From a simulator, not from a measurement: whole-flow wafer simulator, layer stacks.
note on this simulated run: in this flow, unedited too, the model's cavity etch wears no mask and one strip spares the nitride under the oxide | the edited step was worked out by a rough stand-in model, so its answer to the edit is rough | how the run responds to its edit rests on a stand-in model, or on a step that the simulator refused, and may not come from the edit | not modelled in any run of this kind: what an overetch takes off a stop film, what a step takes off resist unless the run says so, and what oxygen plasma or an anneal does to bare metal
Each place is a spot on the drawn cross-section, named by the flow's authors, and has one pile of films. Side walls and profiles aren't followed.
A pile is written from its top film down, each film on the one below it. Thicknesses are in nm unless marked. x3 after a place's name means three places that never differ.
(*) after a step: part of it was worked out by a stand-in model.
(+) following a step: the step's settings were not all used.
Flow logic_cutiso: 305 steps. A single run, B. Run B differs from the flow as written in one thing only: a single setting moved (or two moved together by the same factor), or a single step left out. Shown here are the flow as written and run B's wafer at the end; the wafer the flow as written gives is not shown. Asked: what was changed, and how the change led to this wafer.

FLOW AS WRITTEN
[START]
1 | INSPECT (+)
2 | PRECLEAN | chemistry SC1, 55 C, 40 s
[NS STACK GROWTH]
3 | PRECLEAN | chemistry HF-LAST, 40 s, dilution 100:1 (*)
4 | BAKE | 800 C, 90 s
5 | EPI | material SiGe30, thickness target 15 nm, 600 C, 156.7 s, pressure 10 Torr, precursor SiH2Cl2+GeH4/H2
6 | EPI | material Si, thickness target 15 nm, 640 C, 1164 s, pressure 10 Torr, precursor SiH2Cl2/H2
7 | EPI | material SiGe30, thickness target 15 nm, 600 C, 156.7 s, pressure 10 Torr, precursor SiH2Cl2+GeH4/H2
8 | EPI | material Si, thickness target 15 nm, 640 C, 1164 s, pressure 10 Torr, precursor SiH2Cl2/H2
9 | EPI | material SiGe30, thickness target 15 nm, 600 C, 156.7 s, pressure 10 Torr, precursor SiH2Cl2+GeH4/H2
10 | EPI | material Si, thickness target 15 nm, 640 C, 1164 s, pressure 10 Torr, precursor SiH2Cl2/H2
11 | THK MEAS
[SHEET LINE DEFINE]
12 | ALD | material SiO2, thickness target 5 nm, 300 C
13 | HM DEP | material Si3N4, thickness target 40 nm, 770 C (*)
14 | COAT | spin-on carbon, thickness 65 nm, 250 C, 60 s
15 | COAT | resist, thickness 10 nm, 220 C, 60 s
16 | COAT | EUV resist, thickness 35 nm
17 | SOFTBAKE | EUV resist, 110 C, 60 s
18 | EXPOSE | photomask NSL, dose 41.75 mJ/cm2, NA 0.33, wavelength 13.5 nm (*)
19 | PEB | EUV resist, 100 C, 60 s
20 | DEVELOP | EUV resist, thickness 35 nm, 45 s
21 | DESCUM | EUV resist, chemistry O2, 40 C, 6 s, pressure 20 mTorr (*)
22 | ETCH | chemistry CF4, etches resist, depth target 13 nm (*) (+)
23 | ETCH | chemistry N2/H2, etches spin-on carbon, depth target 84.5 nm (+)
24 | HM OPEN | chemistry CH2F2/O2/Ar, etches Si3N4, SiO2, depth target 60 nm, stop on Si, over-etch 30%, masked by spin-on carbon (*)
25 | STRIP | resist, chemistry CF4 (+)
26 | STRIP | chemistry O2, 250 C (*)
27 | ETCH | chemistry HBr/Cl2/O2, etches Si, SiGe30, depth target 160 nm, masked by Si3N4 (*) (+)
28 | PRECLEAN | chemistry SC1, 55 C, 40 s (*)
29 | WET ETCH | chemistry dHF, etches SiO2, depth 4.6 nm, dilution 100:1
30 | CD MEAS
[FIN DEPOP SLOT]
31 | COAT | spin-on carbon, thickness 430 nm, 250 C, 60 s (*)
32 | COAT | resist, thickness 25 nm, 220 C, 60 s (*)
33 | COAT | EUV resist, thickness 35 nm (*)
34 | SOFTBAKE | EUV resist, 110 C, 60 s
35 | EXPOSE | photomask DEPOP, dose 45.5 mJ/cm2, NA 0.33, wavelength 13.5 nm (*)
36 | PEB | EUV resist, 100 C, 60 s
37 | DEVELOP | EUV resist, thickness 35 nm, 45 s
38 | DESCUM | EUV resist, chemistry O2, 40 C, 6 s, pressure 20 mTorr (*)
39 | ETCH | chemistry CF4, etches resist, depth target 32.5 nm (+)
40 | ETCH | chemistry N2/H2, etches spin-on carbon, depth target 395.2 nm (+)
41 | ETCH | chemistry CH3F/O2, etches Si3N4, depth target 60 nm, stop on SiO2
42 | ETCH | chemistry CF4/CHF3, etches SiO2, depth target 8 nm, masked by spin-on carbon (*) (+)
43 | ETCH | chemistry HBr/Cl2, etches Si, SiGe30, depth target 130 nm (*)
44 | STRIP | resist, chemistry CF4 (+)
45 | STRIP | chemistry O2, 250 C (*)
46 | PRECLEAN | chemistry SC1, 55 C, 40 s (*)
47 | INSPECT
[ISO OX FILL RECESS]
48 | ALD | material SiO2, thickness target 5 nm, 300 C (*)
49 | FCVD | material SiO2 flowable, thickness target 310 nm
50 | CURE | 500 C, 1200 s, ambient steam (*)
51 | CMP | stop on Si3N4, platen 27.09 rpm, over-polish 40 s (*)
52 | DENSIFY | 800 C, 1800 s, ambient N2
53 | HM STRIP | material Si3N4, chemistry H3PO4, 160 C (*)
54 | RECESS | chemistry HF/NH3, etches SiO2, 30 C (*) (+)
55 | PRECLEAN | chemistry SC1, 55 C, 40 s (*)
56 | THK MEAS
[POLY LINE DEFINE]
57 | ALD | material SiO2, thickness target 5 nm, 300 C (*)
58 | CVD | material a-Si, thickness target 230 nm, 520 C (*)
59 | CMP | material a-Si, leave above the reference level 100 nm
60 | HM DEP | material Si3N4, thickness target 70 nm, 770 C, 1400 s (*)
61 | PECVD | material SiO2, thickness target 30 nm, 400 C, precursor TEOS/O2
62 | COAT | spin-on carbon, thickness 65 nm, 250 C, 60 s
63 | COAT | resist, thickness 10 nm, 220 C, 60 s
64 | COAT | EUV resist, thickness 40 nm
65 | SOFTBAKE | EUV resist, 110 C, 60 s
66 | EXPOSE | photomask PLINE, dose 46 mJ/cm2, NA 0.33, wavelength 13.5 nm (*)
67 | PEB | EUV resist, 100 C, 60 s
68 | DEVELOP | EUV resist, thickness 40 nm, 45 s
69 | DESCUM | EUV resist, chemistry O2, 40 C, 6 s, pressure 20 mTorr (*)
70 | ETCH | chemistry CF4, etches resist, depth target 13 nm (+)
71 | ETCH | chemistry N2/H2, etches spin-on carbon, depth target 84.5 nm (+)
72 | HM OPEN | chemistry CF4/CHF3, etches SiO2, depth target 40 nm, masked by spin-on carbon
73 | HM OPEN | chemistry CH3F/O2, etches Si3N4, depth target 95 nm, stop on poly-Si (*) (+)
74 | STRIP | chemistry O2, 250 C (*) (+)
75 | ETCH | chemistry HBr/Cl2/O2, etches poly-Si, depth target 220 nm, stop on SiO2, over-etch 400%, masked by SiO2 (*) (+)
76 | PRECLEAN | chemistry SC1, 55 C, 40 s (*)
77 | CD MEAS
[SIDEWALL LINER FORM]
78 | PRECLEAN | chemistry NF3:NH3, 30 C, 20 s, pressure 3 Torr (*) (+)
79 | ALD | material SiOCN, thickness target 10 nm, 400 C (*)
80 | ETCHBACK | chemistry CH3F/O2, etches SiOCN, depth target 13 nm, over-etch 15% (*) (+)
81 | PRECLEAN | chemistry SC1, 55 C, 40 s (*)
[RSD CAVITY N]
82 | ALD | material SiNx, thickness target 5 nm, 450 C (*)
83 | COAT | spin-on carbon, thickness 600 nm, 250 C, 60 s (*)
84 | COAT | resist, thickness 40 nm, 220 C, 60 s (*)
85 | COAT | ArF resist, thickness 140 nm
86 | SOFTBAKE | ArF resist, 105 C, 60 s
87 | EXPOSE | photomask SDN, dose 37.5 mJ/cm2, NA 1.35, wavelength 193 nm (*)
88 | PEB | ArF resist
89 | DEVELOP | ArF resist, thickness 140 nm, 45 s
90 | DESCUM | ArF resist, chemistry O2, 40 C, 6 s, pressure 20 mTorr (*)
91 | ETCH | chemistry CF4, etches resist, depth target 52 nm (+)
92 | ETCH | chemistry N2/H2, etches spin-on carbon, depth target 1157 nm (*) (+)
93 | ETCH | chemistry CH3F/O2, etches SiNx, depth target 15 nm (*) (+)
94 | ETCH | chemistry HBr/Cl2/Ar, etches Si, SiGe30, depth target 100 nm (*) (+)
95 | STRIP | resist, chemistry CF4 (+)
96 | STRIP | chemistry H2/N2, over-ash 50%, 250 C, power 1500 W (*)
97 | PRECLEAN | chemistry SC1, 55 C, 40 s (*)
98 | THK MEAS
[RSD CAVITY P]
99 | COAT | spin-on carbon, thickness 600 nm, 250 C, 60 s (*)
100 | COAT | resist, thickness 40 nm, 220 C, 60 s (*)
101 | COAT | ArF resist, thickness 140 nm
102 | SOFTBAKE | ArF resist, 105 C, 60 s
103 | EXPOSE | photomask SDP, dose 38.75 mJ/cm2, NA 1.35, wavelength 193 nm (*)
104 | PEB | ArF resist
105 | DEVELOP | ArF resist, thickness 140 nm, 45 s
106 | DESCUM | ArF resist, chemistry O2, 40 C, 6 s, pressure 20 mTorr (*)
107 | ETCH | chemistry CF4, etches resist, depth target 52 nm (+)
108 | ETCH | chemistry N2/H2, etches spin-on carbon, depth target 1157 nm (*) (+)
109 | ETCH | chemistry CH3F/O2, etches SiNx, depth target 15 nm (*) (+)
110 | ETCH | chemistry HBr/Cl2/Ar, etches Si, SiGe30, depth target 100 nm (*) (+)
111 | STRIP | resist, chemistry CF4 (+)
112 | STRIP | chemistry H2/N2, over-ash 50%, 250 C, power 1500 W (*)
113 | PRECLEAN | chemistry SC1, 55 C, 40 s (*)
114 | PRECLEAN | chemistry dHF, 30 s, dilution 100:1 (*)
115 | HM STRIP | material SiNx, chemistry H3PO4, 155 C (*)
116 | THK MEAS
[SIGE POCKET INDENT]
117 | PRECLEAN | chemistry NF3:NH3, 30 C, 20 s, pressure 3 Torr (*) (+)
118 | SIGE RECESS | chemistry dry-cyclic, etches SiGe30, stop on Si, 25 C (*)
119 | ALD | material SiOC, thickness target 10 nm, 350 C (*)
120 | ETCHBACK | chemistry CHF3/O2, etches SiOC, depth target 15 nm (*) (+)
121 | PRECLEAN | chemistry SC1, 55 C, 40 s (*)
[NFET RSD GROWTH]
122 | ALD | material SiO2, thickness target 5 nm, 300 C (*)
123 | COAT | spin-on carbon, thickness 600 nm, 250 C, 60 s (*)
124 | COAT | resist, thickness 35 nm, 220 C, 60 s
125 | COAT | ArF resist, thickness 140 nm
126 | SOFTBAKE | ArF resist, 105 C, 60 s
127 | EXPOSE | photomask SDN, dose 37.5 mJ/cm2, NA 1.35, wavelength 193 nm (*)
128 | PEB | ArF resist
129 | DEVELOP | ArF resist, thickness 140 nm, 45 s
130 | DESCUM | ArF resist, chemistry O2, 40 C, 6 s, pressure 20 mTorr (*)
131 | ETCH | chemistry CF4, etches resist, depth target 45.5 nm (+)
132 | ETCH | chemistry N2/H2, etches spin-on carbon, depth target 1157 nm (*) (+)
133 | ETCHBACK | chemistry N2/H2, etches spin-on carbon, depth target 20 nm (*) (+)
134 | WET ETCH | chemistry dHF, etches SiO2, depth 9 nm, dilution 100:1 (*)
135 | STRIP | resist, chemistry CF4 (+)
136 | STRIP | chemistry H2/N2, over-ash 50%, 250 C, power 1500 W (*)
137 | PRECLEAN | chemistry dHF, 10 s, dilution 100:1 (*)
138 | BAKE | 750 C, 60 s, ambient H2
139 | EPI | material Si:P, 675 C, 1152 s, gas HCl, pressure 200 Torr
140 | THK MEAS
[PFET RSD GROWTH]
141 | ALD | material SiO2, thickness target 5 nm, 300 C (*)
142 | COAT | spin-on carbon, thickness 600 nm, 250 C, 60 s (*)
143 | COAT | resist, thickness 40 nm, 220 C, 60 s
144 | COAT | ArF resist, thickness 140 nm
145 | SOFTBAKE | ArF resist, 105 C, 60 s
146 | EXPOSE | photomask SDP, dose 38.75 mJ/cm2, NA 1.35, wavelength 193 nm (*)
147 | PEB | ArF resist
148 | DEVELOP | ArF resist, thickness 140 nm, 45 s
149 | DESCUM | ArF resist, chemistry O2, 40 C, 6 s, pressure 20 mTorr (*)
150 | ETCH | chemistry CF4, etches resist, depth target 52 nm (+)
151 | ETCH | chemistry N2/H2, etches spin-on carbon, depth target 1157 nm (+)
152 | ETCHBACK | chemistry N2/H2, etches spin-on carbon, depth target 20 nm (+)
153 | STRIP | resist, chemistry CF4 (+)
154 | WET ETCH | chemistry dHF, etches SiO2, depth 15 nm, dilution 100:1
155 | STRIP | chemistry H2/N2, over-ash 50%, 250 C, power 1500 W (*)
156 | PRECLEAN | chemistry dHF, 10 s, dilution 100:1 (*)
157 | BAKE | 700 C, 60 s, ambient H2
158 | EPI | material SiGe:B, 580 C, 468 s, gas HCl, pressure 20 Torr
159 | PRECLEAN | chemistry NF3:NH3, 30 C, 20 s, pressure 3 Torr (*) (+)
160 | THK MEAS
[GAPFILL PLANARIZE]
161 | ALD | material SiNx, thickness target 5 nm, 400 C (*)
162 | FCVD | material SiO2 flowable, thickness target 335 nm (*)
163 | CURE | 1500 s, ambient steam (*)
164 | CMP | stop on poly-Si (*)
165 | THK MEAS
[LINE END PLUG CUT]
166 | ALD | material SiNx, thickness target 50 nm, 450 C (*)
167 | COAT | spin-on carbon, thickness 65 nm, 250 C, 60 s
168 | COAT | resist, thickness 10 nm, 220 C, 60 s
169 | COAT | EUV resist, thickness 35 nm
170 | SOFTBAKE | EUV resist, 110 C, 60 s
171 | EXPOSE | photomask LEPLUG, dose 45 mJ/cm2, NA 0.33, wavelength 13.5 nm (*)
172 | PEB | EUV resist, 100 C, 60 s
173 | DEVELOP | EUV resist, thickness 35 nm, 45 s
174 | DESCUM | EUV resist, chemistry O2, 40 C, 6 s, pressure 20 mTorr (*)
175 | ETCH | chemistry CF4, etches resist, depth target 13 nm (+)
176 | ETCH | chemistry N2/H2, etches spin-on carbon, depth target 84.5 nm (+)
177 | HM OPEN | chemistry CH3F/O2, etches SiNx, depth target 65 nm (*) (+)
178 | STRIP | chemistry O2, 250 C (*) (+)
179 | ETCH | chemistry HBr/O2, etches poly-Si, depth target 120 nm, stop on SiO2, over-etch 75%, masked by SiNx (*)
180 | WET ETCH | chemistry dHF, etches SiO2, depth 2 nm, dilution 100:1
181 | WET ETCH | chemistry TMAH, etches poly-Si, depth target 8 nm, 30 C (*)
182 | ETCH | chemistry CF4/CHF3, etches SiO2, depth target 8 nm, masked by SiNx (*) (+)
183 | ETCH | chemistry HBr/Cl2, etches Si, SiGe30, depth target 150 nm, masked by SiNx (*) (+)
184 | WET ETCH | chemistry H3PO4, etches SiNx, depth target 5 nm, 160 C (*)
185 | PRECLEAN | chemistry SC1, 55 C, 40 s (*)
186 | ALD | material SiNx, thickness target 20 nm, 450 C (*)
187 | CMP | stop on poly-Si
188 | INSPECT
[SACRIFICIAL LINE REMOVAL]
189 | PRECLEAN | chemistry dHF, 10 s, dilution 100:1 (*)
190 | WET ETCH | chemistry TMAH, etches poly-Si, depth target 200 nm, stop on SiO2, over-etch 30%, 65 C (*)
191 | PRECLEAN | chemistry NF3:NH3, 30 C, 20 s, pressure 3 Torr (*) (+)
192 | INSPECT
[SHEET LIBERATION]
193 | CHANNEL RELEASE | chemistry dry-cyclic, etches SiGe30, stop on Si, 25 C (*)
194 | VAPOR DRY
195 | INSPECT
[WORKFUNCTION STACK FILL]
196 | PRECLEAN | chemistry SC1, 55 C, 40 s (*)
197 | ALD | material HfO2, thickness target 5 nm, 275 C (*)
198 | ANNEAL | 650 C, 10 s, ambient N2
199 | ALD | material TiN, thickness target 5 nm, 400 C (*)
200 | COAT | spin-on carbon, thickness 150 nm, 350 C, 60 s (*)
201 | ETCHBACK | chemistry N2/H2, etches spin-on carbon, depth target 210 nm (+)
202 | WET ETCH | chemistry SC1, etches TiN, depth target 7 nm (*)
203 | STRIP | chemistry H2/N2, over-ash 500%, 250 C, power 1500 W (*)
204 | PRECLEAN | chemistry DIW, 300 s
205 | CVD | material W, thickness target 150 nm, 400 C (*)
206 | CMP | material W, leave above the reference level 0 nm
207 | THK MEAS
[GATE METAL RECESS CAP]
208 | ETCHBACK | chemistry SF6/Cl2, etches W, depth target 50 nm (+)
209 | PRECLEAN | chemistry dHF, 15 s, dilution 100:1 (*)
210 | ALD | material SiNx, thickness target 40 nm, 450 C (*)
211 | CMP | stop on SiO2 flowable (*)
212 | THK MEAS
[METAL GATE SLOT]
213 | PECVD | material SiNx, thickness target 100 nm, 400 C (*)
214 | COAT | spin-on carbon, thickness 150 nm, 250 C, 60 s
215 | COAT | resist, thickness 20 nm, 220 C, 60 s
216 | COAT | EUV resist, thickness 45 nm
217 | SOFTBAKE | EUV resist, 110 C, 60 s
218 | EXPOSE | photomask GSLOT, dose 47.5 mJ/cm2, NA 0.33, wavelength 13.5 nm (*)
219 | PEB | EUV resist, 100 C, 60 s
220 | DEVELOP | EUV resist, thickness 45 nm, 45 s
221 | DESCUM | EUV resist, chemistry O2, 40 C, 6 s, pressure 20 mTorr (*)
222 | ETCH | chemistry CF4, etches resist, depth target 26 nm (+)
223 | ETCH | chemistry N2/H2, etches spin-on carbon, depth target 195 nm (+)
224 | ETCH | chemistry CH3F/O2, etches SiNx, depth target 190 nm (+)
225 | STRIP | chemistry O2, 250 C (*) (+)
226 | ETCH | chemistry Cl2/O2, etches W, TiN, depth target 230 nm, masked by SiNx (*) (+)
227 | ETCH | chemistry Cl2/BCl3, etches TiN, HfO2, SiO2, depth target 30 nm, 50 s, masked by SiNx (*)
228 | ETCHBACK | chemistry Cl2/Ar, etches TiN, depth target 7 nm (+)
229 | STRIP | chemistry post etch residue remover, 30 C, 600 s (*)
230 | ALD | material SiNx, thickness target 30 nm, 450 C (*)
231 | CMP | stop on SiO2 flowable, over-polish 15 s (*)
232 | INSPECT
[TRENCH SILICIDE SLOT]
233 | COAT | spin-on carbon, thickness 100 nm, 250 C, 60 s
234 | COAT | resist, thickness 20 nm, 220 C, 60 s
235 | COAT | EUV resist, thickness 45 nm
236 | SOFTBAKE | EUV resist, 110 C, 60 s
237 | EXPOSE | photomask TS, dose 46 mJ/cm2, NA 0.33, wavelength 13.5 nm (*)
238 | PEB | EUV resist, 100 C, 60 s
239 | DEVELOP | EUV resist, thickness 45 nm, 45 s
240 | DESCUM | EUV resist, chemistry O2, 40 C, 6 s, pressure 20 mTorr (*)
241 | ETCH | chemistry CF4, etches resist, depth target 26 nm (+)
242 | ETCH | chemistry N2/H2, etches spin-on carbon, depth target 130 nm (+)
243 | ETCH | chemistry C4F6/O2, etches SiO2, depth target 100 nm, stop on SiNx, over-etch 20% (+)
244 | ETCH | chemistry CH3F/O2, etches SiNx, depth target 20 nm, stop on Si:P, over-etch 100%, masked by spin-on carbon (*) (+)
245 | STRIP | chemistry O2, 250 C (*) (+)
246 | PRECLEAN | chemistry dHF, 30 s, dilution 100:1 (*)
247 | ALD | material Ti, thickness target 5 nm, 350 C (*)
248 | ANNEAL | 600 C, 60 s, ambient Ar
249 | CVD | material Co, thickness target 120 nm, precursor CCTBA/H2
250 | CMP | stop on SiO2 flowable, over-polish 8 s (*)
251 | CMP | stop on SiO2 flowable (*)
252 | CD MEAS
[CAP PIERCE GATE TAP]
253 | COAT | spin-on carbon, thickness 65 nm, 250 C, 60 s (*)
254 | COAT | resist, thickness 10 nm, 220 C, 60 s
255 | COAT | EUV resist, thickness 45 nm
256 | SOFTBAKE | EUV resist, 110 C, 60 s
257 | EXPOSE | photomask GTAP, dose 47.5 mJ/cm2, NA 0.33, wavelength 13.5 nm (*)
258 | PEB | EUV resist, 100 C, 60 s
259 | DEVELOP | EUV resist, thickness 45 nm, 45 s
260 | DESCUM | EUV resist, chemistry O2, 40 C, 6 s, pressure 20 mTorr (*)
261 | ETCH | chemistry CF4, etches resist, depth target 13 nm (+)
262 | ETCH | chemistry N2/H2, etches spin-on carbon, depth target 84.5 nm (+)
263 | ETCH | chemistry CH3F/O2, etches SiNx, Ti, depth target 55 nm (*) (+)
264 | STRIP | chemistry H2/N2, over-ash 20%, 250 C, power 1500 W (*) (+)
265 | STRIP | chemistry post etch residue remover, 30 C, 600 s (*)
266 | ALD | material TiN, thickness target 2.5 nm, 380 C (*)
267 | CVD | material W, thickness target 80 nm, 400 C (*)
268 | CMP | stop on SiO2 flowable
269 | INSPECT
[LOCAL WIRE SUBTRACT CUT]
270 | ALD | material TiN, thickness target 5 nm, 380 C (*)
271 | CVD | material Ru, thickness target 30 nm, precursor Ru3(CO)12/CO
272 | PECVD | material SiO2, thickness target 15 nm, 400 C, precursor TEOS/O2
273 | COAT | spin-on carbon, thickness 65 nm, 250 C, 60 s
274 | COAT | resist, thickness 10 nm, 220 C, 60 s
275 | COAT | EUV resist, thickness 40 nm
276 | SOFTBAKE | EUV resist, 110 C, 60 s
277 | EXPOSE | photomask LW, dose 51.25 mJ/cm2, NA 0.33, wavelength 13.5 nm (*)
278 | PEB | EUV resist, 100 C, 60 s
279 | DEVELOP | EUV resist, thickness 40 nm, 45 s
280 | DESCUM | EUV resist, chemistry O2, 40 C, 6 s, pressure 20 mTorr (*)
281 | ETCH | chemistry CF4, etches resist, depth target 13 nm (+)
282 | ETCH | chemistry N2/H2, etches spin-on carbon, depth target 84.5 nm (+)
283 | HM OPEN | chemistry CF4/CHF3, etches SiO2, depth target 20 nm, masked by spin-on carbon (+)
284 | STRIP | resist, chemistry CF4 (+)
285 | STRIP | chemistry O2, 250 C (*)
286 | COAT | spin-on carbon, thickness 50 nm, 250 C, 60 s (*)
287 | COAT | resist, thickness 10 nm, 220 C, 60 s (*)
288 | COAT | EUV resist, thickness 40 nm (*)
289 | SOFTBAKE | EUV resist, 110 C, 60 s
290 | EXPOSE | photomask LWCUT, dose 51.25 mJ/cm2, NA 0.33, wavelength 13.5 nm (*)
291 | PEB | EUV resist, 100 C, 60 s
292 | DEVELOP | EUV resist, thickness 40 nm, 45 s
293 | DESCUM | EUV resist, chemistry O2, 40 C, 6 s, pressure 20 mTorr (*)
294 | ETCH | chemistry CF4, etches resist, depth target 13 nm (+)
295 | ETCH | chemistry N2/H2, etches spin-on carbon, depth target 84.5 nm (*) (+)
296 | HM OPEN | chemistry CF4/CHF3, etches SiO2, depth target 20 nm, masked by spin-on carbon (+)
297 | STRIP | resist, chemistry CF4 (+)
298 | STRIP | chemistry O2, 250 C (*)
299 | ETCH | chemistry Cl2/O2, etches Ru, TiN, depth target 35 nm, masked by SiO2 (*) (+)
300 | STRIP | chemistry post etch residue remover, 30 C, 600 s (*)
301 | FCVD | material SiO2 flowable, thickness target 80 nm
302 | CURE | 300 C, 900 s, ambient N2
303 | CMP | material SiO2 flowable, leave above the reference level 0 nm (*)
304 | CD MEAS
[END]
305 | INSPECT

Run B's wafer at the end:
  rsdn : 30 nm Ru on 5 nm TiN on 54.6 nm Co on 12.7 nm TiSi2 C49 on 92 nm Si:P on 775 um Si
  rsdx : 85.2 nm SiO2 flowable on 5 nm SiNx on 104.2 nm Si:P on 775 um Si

What caused this: step 94, ETCH: depth target 75 nm was run, though the flow has depth target 100 nm.

How this came from the change, step by step:
  94 | ETCH | chemistry HBr/Cl2/Ar, etches Si, SiGe30, depth target 100 nm (*) (+)
      rsdn, rsdx: chemical SiO2 loses 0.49 (all of it), Si loses 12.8 (all of it), SiGe30 loses 15 (all of it), Si loses 15 (all of it), SiGe30 loses 15 (all of it), Si loses 15 (all of it), SiGe30 loses 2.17 (as written it would have been: chemical SiO2 loses 0.49 (all of it), Si loses 12.8 (all of it), SiGe30 loses 15 (all of it), Si loses 15 (all of it), SiGe30 loses 15 (all of it), Si loses 15 (all of it), SiGe30 loses 15 (all of it), Si loses 12.2)
  99 | COAT | spin-on carbon, thickness 600 nm, 250 C, 60 s (*)
      rsdn, rsdx: spin-on carbon gains 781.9 (new film) (as written it would have been: spin-on carbon gains 802.8 (new film))
  112 | STRIP | chemistry H2/N2, over-ash 50%, 250 C, power 1500 W (*)
      rsdn, rsdx: spin-on carbon loses 781.9 (all of it) (as written it would have been: spin-on carbon loses 802.8 (all of it))
  115 | HM STRIP | material SiNx, chemistry H3PO4, 155 C (*)
      rsdn, rsdx: chemical SiO2 gains 0.5 (new film), SiGe30 loses 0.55 (as written it would have been: chemical SiO2 gains 0.5 (new film), Si loses 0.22)
  118 | SIGE RECESS | chemistry dry-cyclic, etches SiGe30, stop on Si, 25 C (*)
      rsdn, rsdx: SiGe30 loses 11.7 (all of it) (as written it would have been: nothing)
  135 | STRIP | resist, chemistry CF4 (+)
      gl: Si3N4 loses 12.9 (as written it would have been: Si3N4 loses 12.3)
      tap: Si3N4 loses 12.9 (as written it would have been: Si3N4 loses 12.2)
  139 | EPI | material Si:P, 675 C, 1152 s, gas HCl, pressure 200 Torr
      rsdn, rsdx: Si:P gains 104.2 (new film) (as written it would have been: Si:P gains 116.9 (new film))
